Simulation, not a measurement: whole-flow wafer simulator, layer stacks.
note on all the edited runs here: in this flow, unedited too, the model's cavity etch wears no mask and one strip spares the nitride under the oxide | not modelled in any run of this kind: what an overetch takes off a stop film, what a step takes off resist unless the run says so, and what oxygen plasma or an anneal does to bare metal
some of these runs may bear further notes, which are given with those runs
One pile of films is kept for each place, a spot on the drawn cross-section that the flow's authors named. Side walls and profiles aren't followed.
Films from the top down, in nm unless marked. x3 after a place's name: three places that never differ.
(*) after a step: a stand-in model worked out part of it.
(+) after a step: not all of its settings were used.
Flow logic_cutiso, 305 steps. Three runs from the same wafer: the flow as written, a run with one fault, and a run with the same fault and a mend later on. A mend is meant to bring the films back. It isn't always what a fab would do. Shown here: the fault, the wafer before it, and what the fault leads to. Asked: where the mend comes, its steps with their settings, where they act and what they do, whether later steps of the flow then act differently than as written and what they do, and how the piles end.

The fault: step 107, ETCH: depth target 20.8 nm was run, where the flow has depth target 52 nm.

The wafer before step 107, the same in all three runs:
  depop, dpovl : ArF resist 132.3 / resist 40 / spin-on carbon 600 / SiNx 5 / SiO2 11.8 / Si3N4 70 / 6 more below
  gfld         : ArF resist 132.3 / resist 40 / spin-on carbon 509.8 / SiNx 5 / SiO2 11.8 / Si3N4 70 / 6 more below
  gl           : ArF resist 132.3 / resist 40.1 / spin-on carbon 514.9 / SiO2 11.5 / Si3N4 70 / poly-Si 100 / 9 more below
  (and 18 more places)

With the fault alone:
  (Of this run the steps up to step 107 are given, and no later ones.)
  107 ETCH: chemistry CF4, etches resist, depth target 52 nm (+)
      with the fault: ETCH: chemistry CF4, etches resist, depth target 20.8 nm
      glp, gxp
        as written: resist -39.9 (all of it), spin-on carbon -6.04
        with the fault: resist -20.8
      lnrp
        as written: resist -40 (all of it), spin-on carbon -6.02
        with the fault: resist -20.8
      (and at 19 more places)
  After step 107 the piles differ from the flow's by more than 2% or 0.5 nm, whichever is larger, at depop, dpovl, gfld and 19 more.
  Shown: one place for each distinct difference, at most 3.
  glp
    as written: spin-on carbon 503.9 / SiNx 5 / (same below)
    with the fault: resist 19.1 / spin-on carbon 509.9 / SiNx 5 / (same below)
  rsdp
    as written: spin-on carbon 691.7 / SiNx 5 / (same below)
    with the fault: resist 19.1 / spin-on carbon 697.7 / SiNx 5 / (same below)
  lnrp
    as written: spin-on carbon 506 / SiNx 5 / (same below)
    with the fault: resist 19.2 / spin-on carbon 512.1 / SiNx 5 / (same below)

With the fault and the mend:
  The mend comes after step 107.
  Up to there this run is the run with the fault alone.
  107a ETCH: chemistry CF4, etches resist, depth target 31.2 nm (*) (+) (the flow's step 107 once more, with other settings)
      depop, dpovl, gfld and 14 more
        ArF resist -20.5
      glp, gxp
        resist -19.1 (all of it), spin-on carbon -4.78
      lnrp
        resist -19.2 (all of it), spin-on carbon -4.76
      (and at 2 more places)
  No later step of the flow acts differently than as written, at any place that is followed, by more than 2% or 0.5 nm, whichever is larger.
  At the end the piles are the same as the flow's at every place that both follow.
